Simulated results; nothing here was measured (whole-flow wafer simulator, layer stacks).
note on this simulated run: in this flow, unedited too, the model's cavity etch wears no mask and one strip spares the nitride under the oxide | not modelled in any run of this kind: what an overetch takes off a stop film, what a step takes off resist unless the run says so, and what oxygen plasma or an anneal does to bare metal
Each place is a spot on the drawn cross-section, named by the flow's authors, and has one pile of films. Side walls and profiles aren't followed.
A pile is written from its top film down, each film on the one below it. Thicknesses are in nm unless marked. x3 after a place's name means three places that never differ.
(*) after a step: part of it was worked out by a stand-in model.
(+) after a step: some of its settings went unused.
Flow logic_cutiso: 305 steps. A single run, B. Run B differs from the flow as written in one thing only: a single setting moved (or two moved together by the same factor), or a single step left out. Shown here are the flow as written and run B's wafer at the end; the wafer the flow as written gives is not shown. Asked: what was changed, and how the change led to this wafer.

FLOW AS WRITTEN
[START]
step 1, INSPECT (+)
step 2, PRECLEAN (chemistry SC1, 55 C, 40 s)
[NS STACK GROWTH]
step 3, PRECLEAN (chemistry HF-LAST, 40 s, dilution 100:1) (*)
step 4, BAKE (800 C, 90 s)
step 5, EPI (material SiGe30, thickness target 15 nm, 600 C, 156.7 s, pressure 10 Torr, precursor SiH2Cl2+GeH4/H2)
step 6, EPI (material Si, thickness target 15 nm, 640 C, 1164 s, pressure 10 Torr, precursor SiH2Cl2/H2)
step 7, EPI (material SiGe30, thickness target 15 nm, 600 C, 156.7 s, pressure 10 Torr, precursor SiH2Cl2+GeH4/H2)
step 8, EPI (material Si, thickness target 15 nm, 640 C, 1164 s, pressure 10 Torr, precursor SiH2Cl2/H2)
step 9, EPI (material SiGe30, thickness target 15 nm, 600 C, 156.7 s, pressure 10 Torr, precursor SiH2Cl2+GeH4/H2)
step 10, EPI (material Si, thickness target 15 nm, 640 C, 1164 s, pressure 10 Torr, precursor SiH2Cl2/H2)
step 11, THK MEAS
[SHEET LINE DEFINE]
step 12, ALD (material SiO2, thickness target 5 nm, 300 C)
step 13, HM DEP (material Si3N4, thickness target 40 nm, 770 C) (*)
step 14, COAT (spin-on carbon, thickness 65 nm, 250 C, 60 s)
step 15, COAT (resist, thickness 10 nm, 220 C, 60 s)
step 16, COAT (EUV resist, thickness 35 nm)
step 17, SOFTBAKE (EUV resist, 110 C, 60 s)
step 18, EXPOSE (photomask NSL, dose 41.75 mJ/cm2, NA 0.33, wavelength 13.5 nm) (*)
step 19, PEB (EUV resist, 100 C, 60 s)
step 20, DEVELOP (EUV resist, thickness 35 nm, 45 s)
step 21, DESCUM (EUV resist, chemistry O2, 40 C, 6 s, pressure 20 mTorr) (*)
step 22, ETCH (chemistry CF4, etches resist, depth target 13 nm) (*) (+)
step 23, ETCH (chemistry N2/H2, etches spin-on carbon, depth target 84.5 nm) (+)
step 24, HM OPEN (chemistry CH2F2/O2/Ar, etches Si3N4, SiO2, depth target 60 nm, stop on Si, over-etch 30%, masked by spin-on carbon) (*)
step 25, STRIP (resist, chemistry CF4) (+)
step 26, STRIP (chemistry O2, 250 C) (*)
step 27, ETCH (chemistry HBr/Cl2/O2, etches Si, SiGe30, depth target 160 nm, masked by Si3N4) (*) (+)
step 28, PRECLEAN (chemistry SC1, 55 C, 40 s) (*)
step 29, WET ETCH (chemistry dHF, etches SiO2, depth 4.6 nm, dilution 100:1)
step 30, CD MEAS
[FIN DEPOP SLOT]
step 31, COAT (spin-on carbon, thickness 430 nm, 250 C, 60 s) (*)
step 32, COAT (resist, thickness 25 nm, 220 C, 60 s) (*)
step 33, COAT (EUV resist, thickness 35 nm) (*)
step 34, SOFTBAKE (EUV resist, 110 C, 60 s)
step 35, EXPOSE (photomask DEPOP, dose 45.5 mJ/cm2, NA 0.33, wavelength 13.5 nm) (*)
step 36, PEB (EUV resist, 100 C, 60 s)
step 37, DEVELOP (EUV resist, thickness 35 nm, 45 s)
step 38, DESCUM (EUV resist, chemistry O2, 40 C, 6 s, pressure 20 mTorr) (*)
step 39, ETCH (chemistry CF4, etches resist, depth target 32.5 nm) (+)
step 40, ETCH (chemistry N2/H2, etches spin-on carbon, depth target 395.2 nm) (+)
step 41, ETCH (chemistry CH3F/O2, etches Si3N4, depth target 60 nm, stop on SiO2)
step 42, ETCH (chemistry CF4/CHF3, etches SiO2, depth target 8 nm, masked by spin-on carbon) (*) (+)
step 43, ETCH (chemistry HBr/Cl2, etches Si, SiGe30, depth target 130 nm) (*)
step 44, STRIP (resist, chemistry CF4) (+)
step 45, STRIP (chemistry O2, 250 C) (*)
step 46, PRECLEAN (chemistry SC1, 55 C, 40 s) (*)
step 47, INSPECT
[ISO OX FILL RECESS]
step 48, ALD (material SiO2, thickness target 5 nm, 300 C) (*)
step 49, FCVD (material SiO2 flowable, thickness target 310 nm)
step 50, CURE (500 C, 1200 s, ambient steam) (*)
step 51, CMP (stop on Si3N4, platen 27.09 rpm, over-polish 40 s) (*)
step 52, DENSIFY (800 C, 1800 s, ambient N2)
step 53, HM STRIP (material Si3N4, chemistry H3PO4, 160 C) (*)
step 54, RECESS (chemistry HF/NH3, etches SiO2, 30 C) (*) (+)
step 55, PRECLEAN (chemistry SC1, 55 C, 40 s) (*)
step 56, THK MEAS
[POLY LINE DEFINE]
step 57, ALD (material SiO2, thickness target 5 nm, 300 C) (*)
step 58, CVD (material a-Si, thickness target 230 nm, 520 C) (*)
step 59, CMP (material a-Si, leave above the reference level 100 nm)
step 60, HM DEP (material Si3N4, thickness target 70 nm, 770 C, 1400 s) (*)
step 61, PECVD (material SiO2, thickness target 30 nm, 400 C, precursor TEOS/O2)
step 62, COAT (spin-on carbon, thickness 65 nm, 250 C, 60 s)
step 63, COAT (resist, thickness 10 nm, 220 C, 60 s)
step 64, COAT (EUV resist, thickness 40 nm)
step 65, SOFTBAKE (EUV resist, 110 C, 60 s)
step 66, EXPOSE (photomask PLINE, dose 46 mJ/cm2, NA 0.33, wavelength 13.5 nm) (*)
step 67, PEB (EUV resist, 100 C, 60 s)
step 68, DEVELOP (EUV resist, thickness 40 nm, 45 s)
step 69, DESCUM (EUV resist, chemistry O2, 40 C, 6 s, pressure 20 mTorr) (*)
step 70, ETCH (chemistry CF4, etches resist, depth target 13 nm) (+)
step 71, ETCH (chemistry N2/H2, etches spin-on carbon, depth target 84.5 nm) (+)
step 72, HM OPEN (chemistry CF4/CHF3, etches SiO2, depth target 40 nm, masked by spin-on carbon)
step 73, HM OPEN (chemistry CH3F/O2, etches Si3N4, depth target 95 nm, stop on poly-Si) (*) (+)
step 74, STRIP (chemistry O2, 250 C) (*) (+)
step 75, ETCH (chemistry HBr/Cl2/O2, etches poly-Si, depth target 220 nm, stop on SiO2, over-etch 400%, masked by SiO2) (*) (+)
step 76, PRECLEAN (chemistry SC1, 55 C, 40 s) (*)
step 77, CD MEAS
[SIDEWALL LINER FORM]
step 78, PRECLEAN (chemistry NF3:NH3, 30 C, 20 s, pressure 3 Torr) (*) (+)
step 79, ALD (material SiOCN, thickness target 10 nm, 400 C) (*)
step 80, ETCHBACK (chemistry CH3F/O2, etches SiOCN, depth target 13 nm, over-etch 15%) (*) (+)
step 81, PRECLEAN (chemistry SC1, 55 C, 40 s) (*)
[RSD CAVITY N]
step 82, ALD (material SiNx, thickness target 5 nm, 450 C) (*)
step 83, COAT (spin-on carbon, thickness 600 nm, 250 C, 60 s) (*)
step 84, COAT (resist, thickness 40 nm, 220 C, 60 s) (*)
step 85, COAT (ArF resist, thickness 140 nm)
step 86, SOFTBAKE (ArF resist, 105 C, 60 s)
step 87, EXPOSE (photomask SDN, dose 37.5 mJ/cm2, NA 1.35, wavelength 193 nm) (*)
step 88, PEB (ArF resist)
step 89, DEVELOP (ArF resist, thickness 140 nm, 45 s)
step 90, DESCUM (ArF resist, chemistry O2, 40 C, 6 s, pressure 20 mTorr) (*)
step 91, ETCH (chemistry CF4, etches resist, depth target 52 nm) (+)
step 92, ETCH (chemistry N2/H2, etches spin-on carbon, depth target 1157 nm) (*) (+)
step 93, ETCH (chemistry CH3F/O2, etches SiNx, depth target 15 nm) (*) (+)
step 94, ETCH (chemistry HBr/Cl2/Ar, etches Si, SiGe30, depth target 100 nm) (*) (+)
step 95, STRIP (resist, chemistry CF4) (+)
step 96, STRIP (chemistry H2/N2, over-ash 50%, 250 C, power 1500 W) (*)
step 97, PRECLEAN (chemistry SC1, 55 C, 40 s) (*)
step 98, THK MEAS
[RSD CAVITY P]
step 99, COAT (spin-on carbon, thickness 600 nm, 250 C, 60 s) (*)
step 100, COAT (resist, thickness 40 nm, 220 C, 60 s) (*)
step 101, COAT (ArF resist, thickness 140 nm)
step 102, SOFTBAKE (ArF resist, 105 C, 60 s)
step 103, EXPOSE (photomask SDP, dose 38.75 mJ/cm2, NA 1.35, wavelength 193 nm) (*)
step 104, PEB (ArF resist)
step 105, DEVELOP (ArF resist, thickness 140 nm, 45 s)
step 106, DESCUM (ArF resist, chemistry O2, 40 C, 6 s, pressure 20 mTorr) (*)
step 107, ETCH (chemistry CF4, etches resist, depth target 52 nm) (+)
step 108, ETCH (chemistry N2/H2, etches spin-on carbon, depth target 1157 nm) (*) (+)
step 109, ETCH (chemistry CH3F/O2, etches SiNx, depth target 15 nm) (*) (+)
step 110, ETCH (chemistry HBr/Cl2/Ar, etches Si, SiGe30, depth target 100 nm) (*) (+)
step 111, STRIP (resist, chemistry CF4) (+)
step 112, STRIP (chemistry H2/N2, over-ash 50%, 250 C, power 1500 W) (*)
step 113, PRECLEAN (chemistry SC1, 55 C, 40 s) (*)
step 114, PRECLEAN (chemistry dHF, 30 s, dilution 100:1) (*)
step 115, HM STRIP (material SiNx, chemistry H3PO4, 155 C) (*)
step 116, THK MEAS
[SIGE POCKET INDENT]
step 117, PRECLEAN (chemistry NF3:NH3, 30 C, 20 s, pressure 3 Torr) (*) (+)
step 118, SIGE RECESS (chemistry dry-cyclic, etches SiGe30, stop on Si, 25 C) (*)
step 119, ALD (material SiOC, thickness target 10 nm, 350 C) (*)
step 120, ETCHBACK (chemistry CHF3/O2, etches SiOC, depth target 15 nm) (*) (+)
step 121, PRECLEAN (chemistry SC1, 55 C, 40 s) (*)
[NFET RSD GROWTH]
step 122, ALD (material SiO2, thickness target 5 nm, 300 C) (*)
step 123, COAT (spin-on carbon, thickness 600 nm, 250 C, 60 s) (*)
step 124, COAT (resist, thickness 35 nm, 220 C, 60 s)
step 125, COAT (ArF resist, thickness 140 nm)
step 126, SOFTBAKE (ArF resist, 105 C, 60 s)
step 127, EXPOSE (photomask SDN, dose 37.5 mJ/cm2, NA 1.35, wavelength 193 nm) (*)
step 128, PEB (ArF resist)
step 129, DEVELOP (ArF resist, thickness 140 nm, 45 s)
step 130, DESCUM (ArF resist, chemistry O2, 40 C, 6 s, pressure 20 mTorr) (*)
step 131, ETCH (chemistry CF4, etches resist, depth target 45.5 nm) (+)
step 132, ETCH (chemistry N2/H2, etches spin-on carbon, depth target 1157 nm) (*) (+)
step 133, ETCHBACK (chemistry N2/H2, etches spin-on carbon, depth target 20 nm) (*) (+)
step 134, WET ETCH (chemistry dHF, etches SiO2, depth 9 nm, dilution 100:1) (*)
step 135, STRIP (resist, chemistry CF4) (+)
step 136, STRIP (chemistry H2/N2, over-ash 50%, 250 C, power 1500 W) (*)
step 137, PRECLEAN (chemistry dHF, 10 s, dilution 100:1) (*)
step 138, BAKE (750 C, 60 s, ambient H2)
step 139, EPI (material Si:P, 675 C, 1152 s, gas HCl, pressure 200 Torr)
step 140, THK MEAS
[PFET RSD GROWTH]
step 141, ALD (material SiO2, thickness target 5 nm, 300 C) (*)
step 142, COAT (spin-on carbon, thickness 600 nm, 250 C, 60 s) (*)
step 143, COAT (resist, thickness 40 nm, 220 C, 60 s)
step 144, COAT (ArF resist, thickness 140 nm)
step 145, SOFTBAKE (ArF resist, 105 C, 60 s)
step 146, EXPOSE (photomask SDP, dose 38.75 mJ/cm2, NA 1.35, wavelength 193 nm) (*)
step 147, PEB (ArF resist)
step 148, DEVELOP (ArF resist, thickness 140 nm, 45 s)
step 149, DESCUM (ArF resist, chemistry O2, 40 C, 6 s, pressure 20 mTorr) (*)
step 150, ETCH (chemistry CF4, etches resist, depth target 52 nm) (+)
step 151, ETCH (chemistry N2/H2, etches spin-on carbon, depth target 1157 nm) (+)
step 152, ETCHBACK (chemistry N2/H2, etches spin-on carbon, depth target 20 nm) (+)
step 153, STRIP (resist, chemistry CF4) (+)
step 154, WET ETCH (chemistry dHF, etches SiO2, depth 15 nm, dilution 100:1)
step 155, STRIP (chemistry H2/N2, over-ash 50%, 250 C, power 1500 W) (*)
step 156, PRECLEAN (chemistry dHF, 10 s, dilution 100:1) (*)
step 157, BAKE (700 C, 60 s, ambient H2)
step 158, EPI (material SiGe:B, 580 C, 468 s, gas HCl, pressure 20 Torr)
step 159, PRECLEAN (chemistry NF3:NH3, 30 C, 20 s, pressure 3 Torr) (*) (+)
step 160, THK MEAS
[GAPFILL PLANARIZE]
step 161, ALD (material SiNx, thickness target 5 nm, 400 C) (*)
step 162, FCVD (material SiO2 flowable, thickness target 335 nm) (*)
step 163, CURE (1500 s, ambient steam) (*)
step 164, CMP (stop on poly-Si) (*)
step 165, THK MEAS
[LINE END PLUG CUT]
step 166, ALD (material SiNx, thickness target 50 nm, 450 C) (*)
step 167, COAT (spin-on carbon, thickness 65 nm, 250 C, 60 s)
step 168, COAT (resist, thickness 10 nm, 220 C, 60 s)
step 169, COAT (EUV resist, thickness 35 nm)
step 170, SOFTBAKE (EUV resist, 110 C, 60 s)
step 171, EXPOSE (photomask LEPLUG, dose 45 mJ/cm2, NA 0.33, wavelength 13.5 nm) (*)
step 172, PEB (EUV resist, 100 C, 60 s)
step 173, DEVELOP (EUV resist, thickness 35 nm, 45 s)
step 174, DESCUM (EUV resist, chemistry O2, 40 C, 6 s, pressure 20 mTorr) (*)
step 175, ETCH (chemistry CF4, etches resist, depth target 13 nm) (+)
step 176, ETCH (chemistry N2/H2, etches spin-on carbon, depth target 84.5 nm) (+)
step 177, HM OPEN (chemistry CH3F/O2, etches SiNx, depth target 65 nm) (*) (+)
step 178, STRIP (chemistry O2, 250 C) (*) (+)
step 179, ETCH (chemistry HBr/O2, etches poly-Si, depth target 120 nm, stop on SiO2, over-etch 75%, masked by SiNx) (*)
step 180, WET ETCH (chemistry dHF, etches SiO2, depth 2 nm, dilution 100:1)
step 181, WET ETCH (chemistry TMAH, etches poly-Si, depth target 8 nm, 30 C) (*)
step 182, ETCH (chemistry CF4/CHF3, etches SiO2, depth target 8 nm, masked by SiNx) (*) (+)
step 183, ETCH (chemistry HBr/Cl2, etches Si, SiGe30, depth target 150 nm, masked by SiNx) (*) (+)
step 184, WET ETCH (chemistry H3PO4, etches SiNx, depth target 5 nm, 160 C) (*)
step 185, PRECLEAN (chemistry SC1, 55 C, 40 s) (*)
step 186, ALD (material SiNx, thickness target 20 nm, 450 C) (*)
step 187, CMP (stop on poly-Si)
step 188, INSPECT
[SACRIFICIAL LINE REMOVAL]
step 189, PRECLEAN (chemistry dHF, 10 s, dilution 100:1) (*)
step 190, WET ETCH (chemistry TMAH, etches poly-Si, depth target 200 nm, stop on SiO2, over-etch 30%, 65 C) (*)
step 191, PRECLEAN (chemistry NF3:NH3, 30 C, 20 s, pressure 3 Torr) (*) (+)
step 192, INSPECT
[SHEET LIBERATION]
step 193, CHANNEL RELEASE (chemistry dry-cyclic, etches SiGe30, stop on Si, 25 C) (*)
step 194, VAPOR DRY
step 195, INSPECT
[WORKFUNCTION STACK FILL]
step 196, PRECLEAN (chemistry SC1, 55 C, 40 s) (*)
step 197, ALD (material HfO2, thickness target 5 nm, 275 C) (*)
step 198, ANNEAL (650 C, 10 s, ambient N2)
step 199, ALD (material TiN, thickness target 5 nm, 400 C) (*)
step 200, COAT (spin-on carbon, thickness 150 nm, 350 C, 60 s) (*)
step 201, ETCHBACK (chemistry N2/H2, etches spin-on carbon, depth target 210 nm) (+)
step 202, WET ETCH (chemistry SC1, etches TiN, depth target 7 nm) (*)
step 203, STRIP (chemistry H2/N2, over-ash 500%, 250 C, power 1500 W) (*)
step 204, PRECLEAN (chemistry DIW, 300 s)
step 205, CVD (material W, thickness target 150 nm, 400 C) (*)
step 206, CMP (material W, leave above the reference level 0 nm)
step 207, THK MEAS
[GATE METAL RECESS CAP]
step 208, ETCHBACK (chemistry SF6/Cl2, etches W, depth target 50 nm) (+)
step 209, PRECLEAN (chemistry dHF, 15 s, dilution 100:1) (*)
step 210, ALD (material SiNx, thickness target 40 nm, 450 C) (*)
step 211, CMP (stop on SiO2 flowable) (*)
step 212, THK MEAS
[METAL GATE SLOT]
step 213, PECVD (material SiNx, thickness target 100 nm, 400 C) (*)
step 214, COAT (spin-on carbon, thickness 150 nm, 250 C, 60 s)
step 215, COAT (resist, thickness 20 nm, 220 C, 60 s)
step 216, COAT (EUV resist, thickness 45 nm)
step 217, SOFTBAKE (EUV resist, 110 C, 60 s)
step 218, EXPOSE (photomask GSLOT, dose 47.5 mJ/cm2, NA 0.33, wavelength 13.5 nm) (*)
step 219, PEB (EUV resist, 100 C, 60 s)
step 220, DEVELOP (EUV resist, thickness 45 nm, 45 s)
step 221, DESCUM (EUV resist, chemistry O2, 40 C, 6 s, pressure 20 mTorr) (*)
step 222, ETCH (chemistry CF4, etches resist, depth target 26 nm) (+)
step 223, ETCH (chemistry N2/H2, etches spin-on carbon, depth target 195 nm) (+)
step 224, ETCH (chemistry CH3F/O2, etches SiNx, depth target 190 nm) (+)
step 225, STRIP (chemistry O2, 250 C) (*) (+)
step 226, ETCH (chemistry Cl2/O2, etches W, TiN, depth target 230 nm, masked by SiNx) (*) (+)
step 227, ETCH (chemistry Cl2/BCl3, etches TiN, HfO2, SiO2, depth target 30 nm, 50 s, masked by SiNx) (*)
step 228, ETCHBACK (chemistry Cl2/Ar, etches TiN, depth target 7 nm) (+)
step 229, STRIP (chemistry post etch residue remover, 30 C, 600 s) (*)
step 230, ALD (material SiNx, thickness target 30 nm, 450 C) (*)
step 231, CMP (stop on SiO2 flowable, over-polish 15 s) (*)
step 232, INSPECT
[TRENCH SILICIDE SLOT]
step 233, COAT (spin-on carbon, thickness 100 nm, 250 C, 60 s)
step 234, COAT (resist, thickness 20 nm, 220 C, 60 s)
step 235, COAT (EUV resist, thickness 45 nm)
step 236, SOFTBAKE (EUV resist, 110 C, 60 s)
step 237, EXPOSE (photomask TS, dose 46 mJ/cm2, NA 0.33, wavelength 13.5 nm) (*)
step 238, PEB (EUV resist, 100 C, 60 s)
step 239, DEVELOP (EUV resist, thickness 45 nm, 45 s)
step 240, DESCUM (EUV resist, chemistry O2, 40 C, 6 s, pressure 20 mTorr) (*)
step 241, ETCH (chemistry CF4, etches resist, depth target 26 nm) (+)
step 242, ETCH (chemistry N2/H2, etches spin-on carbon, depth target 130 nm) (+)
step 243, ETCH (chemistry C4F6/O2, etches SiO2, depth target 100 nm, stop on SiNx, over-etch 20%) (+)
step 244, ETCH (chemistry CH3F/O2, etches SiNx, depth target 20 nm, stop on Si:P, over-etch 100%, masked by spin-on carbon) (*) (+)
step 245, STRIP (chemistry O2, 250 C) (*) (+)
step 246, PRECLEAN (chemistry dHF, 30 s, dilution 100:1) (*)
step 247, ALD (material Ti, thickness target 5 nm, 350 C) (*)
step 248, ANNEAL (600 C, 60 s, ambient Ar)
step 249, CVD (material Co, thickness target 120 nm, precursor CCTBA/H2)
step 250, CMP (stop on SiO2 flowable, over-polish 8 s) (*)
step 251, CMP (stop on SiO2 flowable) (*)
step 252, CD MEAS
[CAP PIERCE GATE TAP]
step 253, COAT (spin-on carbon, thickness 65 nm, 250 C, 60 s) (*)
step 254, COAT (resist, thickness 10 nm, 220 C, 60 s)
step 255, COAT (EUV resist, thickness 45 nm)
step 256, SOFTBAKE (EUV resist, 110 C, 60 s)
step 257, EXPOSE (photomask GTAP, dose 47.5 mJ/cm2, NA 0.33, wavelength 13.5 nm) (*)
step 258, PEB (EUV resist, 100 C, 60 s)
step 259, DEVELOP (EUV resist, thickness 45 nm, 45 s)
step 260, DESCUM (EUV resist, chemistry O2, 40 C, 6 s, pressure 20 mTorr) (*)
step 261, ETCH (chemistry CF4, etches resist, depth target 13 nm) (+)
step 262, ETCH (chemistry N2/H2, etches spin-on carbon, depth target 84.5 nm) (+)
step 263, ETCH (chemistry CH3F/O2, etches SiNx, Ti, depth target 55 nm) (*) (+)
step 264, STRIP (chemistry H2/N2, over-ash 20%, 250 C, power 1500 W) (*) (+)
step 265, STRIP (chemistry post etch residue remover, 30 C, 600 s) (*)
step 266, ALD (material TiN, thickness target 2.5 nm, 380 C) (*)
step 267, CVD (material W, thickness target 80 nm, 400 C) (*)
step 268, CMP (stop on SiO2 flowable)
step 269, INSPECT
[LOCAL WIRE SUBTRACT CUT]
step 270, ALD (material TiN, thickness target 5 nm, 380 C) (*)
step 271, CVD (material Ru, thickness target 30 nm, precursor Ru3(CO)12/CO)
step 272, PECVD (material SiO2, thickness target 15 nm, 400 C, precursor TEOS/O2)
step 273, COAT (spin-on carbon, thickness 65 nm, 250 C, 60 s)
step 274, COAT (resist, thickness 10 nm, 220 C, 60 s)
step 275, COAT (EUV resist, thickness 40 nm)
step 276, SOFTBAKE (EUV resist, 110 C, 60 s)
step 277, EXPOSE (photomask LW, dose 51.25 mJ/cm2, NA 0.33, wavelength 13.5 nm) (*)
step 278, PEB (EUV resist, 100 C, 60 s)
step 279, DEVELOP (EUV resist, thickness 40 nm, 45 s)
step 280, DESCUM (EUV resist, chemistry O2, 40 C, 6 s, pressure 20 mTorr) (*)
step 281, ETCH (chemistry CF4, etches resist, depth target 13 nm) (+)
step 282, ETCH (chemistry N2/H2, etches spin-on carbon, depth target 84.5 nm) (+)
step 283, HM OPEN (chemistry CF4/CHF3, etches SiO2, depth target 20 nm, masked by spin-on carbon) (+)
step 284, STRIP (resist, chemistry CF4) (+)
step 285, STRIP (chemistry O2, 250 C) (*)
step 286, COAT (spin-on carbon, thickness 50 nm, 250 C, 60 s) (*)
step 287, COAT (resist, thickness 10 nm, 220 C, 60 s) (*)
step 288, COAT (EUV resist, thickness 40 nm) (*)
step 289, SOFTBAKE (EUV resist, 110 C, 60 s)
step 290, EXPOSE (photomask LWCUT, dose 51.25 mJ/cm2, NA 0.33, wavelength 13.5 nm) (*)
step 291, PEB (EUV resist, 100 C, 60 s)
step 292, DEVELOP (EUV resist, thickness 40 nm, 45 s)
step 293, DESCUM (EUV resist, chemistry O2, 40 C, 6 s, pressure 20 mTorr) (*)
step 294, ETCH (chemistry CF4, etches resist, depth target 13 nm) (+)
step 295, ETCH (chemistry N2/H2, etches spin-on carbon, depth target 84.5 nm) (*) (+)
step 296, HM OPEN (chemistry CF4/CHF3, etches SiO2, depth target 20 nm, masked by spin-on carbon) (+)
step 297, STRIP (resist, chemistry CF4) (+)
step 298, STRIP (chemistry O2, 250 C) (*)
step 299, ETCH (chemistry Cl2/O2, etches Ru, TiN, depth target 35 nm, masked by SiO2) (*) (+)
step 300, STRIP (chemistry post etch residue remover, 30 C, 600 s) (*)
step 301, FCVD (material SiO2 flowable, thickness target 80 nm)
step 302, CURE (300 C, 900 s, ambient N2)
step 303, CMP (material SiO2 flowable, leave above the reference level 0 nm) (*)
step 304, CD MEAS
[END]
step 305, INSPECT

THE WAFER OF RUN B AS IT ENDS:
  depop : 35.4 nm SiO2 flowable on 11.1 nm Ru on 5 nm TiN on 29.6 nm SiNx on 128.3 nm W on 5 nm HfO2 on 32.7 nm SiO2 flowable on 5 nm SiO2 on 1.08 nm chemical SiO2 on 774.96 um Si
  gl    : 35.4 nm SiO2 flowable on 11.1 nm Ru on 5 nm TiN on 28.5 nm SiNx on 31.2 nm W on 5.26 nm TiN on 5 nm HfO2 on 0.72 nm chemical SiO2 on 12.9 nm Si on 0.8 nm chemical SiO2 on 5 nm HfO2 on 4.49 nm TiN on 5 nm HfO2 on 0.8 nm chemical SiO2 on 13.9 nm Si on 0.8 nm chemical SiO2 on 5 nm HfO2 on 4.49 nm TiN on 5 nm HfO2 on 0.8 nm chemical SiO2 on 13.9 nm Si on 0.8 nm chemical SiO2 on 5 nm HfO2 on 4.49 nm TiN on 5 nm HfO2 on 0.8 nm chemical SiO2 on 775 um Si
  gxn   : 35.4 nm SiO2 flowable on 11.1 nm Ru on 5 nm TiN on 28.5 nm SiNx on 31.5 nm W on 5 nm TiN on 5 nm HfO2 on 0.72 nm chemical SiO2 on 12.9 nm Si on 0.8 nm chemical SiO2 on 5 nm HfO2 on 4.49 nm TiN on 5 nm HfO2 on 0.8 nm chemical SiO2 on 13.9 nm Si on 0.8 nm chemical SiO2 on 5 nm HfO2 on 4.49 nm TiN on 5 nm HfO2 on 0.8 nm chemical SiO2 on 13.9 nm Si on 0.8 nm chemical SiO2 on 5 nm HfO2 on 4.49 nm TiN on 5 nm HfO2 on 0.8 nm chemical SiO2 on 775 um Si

Cause: step 271, CVD: thickness target 46.5 nm was run, whereas the flow has thickness target 30 nm.

Step by step, how the change led to this:
  step 271, CVD (material Ru, thickness target 30 nm, precursor Ru3(CO)12/CO)
      depop, dpovl, gfld and 19 more: Ru gains 46.5 (new film) (in the flow as written it would be: Ru gains 30 (new film))
  step 299, ETCH (chemistry Cl2/O2, etches Ru, TiN, depth target 35 nm, masked by SiO2) (*) (+)
      depop, dpovl, gfld and 15 more: Ru loses 35 (in the flow as written it would be: Ru loses 29.6 (all of it), TiN loses 5 (all of it))
  step 301, FCVD (material SiO2 flowable, thickness target 80 nm)
      iso, rsdx: SiO2 flowable gains 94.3 (new film) (in the flow as written it would be: SiO2 flowable gains 94.2)
If metal films that touch count as one body, depop has 2 bodies (between them, from the top down: SiNx 29.6); the flow as written gives 1 body.
If metal films that touch count as one body, gl has 5 bodies (between them, from the top down: SiNx 28.5; HfO2 5 / chemical SiO2 0.72 / Si 12.9 / chemical SiO2 0.8 / HfO2 5; HfO2 5 / chemical SiO2 0.8 / Si 13.9 / chemical SiO2 0.8 / HfO2 5; HfO2 5 / chemical SiO2 0.8 / Si 13.9 / chemical SiO2 0.8 / HfO2 5); the flow as written gives 4 bodies (between them, from the top down: HfO2 5 / chemical SiO2 0.72 / Si 12.9 / chemical SiO2 0.8 / HfO2 5; HfO2 5 / chemical SiO2 0.8 / Si 13.9 / chemical SiO2 0.8 / HfO2 5; HfO2 5 / chemical SiO2 0.8 / Si 13.9 / chemical SiO2 0.8 / HfO2 5).
If metal films that touch count as one body, gxn has 5 bodies (between them, from the top down: SiNx 28.5; HfO2 5 / chemical SiO2 0.72 / Si 12.9 / chemical SiO2 0.8 / HfO2 5; HfO2 5 / chemical SiO2 0.8 / Si 13.9 / chemical SiO2 0.8 / HfO2 5; HfO2 5 / chemical SiO2 0.8 / Si 13.9 / chemical SiO2 0.8 / HfO2 5); the flow as written gives 4 bodies (between them, from the top down: HfO2 5 / chemical SiO2 0.72 / Si 12.9 / chemical SiO2 0.8 / HfO2 5; HfO2 5 / chemical SiO2 0.8 / Si 13.9 / chemical SiO2 0.8 / HfO2 5; HfO2 5 / chemical SiO2 0.8 / Si 13.9 / chemical SiO2 0.8 / HfO2 5).
